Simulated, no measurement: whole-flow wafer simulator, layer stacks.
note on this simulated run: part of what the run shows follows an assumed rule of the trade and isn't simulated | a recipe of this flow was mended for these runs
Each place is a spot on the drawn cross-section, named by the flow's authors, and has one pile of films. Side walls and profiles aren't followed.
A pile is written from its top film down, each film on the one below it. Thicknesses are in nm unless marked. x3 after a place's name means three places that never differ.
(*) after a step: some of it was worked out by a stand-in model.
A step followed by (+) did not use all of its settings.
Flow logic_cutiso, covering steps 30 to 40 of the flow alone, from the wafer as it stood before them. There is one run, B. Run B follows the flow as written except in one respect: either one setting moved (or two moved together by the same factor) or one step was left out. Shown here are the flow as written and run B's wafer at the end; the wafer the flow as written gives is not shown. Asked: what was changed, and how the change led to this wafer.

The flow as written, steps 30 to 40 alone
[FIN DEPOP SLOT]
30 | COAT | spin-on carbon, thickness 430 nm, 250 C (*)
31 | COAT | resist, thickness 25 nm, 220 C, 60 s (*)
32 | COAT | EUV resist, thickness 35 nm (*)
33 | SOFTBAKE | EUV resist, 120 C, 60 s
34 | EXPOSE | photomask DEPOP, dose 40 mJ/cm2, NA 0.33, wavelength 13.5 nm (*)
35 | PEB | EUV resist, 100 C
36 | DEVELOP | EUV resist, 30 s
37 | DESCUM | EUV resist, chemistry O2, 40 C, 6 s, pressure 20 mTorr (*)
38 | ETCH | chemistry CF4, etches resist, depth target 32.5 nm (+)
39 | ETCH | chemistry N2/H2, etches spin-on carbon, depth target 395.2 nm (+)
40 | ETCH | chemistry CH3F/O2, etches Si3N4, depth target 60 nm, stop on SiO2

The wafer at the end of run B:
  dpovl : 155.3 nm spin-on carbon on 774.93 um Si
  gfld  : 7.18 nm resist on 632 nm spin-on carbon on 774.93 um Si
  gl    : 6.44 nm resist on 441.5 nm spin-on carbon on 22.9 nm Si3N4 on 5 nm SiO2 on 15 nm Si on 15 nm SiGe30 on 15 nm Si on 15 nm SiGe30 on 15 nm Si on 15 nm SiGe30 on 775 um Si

Cause: step 30, COAT: thickness 492 nm was run, whereas the flow has thickness 430 nm.

How this came from the change, step by step:
  30 | COAT | spin-on carbon, thickness 430 nm, 250 C (*)
      dpovl, isow, nsgap: spin-on carbon gains 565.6 (new film) (as written it would have been: spin-on carbon gains 503.6 (new film))
      depop, ns: spin-on carbon gains 374.3 (new film) (as written it would have been: spin-on carbon gains 312.3 (new film))
      (also at 17 further places)
  39 | ETCH | chemistry N2/H2, etches spin-on carbon, depth target 395.2 nm (+)
      depop: spin-on carbon loses 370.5 (all of it), Si3N4 loses 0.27 (as written it would have been: spin-on carbon loses 308.6 (all of it), Si3N4 loses 0.94)
  40 | ETCH | chemistry CH3F/O2, etches Si3N4, depth target 60 nm, stop on SiO2
      depop: Si3N4 loses 22.7 (all of it), SiO2 loses 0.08 (as written it would have been: Si3N4 loses 22 (all of it), SiO2 loses 0.08)
